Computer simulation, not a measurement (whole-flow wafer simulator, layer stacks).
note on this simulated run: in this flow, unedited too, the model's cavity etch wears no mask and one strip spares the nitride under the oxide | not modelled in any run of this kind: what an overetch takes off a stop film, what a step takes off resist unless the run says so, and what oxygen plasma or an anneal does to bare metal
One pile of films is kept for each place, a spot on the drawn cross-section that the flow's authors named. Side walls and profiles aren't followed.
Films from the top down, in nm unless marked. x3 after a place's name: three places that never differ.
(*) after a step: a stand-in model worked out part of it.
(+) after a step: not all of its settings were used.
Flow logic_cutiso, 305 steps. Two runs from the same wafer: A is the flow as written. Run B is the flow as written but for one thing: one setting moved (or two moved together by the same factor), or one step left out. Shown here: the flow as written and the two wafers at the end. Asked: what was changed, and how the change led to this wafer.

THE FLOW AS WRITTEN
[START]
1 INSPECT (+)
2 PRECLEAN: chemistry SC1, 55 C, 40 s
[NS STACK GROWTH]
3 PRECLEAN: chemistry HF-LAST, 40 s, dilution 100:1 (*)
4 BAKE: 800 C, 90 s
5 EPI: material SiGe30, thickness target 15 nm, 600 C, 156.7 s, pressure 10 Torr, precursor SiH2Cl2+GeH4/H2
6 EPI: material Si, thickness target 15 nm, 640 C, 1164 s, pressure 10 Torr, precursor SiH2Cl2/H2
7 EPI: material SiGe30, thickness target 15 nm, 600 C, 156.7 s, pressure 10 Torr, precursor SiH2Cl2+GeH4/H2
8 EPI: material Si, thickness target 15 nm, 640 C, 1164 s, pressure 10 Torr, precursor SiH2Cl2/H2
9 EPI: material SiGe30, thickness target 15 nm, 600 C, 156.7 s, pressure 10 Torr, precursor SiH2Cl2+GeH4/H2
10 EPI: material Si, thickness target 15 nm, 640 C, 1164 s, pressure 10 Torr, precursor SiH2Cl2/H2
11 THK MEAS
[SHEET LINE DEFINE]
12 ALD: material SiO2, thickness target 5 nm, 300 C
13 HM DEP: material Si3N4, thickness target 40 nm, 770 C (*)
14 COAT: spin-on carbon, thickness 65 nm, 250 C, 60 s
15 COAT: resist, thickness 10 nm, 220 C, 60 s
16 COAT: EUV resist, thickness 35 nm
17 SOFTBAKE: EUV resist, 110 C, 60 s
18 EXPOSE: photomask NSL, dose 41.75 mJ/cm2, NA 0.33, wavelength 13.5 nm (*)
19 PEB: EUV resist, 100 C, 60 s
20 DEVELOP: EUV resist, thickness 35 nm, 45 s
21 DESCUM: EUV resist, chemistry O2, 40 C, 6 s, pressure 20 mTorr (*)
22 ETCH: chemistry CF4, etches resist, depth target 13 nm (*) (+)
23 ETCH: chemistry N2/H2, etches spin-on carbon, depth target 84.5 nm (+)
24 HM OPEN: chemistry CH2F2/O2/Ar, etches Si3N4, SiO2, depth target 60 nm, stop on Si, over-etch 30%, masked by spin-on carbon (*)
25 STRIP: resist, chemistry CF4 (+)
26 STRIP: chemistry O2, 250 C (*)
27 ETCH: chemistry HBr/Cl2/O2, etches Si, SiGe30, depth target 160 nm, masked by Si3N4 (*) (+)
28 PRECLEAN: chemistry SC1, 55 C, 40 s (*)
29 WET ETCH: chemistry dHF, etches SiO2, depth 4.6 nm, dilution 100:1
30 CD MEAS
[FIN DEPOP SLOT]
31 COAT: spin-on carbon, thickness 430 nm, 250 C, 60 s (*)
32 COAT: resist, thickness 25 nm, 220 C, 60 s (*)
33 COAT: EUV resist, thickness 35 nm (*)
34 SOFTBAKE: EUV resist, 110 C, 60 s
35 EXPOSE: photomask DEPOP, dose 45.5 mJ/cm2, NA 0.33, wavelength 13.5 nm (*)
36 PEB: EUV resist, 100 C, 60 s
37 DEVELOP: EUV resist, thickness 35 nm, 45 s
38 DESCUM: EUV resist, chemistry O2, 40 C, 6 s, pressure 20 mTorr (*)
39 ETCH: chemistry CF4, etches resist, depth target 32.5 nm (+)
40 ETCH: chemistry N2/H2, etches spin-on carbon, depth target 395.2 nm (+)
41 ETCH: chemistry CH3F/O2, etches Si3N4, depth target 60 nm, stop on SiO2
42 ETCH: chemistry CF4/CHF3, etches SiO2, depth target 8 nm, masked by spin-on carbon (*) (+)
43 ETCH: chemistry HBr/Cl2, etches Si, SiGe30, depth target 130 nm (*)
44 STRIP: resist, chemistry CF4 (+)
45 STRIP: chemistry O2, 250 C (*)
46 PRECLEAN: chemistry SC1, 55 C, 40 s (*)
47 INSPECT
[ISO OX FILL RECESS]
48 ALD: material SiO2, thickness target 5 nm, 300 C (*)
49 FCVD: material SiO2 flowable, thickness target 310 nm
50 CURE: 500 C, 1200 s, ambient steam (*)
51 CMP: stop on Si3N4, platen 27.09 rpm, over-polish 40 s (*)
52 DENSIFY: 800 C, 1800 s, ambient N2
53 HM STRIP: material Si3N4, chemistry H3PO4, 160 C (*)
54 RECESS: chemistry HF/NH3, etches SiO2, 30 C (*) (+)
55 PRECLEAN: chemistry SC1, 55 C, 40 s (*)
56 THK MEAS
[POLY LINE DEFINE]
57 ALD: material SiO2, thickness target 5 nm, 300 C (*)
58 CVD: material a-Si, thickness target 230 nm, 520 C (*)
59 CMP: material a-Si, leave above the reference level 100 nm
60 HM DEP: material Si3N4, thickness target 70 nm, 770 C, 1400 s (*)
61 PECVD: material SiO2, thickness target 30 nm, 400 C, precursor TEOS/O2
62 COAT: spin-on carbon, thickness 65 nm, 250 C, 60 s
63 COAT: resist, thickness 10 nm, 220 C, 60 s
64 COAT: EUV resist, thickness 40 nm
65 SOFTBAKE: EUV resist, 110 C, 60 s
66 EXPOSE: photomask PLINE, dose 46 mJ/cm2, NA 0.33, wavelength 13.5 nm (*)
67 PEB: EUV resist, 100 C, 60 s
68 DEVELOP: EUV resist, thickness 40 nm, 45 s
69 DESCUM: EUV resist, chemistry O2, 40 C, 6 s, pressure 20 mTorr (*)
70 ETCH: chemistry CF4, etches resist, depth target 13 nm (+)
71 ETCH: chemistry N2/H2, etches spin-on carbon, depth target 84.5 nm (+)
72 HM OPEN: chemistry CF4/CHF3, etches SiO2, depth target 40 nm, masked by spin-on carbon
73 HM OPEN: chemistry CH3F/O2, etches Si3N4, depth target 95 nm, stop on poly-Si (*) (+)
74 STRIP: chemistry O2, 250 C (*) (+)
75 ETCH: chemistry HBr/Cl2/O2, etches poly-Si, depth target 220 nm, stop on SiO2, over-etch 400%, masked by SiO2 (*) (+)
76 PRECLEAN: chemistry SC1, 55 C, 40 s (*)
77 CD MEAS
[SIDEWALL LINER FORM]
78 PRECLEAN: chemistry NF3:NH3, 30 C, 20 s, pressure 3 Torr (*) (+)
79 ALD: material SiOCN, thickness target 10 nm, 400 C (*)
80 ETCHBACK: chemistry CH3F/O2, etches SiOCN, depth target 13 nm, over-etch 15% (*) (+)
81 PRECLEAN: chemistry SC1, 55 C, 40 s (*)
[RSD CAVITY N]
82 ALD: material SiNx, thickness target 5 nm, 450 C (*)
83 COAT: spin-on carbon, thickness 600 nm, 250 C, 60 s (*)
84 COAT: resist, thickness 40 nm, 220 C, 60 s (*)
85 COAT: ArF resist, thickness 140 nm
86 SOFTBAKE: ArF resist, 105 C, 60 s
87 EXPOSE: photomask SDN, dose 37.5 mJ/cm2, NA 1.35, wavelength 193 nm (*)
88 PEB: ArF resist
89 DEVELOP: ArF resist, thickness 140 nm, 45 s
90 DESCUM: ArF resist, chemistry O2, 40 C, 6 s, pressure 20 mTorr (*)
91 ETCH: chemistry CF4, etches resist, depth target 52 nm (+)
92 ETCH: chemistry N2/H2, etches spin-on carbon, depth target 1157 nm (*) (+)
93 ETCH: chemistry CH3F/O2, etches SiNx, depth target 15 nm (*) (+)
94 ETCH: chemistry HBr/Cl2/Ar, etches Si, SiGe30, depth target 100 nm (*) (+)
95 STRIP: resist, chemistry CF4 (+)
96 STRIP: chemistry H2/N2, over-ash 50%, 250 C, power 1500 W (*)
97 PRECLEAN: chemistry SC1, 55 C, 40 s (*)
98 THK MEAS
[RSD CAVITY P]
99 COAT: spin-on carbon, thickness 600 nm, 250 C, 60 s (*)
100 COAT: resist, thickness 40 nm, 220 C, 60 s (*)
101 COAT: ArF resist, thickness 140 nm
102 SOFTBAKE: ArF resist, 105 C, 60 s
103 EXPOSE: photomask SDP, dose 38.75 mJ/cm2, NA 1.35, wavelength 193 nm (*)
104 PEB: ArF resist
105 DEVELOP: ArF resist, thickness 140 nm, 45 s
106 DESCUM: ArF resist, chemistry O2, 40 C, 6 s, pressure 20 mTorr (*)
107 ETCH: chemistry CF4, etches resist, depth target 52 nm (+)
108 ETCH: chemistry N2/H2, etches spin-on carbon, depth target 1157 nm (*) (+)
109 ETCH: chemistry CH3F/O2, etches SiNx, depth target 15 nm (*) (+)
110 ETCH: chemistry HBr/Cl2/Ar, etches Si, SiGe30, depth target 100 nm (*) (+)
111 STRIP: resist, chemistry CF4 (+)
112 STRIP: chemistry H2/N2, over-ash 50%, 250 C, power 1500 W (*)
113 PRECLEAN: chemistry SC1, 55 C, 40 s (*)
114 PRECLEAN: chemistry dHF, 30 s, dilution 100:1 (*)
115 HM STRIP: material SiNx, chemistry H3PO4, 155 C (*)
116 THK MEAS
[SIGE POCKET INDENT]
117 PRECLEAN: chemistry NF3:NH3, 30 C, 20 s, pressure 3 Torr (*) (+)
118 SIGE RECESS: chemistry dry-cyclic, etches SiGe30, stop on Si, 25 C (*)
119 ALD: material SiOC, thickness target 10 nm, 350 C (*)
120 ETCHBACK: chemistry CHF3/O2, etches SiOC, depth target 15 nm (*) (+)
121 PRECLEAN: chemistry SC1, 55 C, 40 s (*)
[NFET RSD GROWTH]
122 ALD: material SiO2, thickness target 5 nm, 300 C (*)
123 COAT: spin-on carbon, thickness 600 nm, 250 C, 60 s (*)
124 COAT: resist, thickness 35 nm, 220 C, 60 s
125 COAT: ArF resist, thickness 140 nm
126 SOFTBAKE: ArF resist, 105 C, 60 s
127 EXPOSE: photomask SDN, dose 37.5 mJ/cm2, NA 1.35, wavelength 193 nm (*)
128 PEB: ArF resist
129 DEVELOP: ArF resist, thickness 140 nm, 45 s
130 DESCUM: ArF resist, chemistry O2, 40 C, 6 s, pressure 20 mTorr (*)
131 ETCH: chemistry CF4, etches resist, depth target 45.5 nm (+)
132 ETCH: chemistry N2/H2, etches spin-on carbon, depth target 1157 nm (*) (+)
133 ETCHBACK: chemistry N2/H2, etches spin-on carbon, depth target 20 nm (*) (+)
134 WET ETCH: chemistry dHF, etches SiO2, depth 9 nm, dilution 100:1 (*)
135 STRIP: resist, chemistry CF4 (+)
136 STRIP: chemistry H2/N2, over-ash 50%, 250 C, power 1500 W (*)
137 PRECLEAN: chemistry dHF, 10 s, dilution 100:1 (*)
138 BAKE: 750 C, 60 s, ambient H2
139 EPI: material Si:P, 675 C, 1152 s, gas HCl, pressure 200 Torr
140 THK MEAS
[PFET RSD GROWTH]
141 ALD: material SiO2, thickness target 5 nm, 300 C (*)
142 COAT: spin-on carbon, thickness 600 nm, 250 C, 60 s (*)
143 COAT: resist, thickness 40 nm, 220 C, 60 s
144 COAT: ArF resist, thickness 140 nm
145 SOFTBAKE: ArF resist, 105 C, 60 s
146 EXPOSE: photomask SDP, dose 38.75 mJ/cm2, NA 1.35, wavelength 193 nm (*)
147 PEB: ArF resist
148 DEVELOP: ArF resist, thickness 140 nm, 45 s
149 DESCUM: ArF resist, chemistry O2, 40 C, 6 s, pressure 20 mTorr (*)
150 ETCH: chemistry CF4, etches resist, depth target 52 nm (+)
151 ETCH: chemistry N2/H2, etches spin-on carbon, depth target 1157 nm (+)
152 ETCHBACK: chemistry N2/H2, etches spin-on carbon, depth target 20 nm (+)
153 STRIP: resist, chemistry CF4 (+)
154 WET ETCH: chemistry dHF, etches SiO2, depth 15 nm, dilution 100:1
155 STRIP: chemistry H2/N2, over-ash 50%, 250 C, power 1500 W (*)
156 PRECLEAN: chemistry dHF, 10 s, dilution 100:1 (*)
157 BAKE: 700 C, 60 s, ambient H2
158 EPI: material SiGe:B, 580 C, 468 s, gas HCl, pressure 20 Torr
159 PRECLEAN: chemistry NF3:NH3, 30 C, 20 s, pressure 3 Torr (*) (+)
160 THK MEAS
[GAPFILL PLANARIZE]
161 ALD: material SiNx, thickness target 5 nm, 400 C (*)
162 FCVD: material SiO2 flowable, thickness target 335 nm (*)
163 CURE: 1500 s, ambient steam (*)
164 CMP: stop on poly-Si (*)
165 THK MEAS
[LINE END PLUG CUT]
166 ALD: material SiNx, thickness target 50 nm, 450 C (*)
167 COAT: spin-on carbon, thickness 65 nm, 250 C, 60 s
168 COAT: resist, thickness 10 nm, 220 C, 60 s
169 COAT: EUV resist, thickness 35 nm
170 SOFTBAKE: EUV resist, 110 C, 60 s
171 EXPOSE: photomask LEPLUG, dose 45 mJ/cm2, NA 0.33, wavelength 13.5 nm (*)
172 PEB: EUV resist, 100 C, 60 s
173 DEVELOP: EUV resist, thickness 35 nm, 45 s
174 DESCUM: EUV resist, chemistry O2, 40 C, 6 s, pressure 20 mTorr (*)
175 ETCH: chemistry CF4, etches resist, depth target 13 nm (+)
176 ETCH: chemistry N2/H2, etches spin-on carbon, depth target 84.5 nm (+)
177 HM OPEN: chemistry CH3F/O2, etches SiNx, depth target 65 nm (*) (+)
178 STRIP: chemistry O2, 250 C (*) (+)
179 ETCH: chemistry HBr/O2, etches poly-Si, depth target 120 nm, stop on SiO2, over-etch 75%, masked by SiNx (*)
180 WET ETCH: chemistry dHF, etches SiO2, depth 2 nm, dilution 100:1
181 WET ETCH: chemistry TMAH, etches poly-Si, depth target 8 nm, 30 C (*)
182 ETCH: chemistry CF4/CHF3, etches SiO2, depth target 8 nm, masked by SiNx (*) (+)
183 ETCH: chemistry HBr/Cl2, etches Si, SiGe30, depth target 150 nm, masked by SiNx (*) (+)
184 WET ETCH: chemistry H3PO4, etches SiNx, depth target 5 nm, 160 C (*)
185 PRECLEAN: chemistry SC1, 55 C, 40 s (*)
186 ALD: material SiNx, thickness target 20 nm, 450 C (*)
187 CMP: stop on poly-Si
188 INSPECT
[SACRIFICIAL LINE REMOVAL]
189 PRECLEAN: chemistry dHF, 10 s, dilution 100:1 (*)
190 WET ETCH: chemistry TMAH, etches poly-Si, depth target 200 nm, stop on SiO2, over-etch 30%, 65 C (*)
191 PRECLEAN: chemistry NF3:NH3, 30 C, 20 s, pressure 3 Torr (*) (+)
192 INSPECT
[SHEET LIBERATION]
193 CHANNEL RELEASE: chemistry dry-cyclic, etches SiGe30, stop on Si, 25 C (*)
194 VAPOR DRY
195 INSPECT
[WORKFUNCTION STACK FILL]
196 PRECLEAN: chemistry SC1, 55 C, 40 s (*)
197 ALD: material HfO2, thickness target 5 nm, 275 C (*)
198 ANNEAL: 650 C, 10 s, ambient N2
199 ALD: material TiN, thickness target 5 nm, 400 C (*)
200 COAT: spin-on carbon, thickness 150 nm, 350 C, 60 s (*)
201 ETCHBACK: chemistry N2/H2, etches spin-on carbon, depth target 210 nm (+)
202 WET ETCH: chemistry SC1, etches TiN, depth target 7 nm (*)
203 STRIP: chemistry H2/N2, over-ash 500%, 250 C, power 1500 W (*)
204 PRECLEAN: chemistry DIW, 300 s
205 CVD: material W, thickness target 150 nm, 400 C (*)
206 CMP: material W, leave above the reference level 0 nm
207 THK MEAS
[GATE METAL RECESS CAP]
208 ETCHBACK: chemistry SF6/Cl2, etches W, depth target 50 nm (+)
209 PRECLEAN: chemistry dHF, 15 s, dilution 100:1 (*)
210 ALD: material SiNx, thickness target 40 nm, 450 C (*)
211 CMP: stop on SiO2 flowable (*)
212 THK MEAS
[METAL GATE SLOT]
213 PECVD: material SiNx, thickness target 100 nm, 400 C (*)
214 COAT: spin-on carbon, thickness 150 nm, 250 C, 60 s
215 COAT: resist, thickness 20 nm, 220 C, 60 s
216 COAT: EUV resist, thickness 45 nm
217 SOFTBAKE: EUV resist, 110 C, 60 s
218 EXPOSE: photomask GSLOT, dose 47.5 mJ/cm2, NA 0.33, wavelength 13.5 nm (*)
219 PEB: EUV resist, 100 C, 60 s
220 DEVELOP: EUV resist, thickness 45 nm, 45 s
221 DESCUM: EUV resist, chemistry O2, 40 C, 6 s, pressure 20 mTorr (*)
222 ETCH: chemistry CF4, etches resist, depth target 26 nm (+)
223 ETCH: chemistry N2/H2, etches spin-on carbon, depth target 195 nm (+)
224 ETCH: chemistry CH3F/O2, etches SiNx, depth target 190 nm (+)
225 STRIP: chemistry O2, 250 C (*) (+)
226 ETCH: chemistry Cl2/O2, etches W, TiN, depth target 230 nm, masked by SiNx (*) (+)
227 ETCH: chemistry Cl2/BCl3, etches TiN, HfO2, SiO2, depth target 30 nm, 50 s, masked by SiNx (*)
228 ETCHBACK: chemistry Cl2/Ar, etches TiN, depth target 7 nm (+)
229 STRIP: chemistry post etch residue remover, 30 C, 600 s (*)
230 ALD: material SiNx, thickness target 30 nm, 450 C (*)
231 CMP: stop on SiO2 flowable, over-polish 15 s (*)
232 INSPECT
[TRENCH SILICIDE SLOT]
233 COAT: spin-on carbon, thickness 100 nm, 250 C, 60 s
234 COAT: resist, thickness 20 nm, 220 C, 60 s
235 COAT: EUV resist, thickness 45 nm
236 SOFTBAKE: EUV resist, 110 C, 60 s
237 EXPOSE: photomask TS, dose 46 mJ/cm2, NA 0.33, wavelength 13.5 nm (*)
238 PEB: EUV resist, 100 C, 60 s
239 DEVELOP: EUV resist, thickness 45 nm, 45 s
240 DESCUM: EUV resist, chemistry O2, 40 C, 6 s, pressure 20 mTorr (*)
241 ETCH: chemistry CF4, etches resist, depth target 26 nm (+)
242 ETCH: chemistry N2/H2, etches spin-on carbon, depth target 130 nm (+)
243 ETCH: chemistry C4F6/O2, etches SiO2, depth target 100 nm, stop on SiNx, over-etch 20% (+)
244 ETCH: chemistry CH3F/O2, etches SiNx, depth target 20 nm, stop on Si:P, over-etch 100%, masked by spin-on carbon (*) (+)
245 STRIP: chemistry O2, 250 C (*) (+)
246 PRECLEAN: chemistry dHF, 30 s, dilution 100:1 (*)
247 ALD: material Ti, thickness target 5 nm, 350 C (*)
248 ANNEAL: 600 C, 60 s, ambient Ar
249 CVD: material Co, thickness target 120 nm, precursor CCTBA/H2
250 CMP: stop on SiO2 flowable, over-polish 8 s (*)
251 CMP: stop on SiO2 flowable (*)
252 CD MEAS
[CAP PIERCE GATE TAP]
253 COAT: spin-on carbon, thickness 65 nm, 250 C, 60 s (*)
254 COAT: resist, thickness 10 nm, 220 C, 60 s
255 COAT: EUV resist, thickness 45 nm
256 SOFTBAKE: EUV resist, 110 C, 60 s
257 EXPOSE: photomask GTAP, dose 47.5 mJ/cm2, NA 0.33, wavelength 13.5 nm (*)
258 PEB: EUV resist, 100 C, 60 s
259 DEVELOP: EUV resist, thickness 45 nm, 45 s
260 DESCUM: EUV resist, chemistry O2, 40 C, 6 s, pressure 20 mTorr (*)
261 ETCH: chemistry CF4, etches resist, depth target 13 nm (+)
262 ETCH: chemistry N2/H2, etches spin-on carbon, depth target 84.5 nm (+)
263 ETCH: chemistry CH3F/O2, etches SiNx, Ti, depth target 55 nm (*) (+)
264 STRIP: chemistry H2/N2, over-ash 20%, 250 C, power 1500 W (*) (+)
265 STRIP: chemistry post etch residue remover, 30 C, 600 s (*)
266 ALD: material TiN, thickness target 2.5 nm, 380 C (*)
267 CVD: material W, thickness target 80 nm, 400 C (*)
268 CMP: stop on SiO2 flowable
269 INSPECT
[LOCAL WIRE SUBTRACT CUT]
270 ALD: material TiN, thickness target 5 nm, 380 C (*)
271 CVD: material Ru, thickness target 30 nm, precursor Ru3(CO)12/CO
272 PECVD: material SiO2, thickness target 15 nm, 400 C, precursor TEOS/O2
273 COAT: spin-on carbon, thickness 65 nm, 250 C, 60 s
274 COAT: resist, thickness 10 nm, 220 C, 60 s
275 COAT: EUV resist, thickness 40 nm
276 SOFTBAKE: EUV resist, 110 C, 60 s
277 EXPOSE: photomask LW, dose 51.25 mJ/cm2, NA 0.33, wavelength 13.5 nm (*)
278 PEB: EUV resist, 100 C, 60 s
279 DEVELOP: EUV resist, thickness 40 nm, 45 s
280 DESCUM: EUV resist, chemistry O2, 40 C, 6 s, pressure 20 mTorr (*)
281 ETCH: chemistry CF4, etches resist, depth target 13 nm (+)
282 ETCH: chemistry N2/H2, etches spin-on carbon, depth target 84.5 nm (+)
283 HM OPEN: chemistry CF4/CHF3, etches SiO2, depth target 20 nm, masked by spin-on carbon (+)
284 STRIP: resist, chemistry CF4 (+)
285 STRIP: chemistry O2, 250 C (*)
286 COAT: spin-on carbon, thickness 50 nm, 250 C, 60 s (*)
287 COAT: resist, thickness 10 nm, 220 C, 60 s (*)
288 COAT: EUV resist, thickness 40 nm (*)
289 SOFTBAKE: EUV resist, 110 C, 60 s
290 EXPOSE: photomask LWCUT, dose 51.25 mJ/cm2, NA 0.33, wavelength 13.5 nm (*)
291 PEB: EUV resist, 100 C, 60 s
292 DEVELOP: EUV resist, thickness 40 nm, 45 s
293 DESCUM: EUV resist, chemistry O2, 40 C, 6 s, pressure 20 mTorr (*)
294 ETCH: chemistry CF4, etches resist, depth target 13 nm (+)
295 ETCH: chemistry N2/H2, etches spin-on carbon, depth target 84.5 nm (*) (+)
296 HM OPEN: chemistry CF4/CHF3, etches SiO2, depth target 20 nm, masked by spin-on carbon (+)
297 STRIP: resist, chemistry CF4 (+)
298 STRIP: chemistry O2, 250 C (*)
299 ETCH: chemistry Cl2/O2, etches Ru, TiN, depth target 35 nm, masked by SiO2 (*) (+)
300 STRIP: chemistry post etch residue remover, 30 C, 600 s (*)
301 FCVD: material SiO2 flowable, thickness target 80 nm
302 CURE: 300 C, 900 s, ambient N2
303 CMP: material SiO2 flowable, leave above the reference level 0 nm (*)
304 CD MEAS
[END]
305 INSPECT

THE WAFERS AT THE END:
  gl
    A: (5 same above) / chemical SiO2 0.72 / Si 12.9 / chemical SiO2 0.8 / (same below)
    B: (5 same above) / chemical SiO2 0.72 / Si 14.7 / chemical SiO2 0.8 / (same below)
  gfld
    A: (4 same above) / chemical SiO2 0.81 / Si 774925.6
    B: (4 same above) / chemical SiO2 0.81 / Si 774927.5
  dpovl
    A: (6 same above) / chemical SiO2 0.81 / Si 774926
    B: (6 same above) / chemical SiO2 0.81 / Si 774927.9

The cause: step 10, EPI: thickness target 16.9 nm was run, where the flow has thickness target 15 nm; step 10, EPI: 1310 s was run, where the flow has 1164 s.

How the change led to this, step by step:
  10 EPI: material Si, thickness target 15 nm, 640 C, 1164 s, pressure 10 Torr, precursor SiH2Cl2/H2
      depop, dpovl, gfld and 19 more: A Si +15 (new film) | B Si +16.9 (new film)
  27 ETCH: chemistry HBr/Cl2/O2, etches Si, SiGe30, depth target 160 nm, masked by Si3N4 (*) (+)
      gfld, gxf, iso, lnri: A chemical SiO2 -0.79 (all of it), Si -11.4 (all of it), SiGe30 -15 (all of it), Si -15 (all of it), SiGe30 -15 (all of it), Si -15 (all of it), SiGe30 -15 (all of it), Si -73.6 | B chemical SiO2 -0.79 (all of it), Si -13.2 (all of it), SiGe30 -15 (all of it), Si -15 (all of it), SiGe30 -15 (all of it), Si -15 (all of it), SiGe30 -15 (all of it), Si -71.8
      dpovl, nsgap: A chemical SiO2 -0.79 (all of it), Si -11.8 (all of it), SiGe30 -15 (all of it), Si -15 (all of it), SiGe30 -15 (all of it), Si -15 (all of it), SiGe30 -15 (all of it), Si -73.2 | B chemical SiO2 -0.79 (all of it), Si -13.6 (all of it), SiGe30 -15 (all of it), Si -15 (all of it), SiGe30 -15 (all of it), Si -15 (all of it), SiGe30 -15 (all of it), Si -71.4
      (and at 1 more place)
  43 ETCH: chemistry HBr/Cl2, etches Si, SiGe30, depth target 130 nm (*)
      depop: A Si -14 (all of it), SiGe30 -15 (all of it), Si -15 (all of it), SiGe30 -15 (all of it), Si -15 (all of it), SiGe30 -15 (all of it), Si -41 | B Si -15.9 (all of it), SiGe30 -15 (all of it), Si -15 (all of it), SiGe30 -15 (all of it), Si -15 (all of it), SiGe30 -15 (all of it), Si -39.1
  94 ETCH: chemistry HBr/Cl2/Ar, etches Si, SiGe30, depth target 100 nm (*) (+)
      rsdn, rsdx: A chemical SiO2 -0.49 (all of it), Si -12.8 (all of it), SiGe30 -15 (all of it), Si -15 (all of it), SiGe30 -15 (all of it), Si -15 (all of it), SiGe30 -15 (all of it), Si -12.2 | B chemical SiO2 -0.49 (all of it), Si -14.7 (all of it), SiGe30 -15 (all of it), Si -15 (all of it), SiGe30 -15 (all of it), Si -15 (all of it), SiGe30 -15 (all of it), Si -10.3
  110 ETCH: chemistry HBr/Cl2/Ar, etches Si, SiGe30, depth target 100 nm (*) (+)
      rsdp, rsdw: A chemical SiO2 -0.49 (all of it), Si -12.8 (all of it), SiGe30 -15 (all of it), Si -15 (all of it), SiGe30 -15 (all of it), Si -15 (all of it), SiGe30 -15 (all of it), Si -12.2 | B chemical SiO2 -0.49 (all of it), Si -14.7 (all of it), SiGe30 -15 (all of it), Si -15 (all of it), SiGe30 -15 (all of it), Si -15 (all of it), SiGe30 -15 (all of it), Si -10.3
  183 ETCH: chemistry HBr/Cl2, etches Si, SiGe30, depth target 150 nm, masked by SiNx (*) (+)
      plug: A Si -13.6 (all of it), SiGe30 -15 (all of it), Si -15 (all of it), SiGe30 -15 (all of it), Si -15 (all of it), SiGe30 -15 (all of it), Si -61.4 | B Si -15.4 (all of it), SiGe30 -15 (all of it), Si -15 (all of it), SiGe30 -15 (all of it), Si -15 (all of it), SiGe30 -15 (all of it), Si -59.6
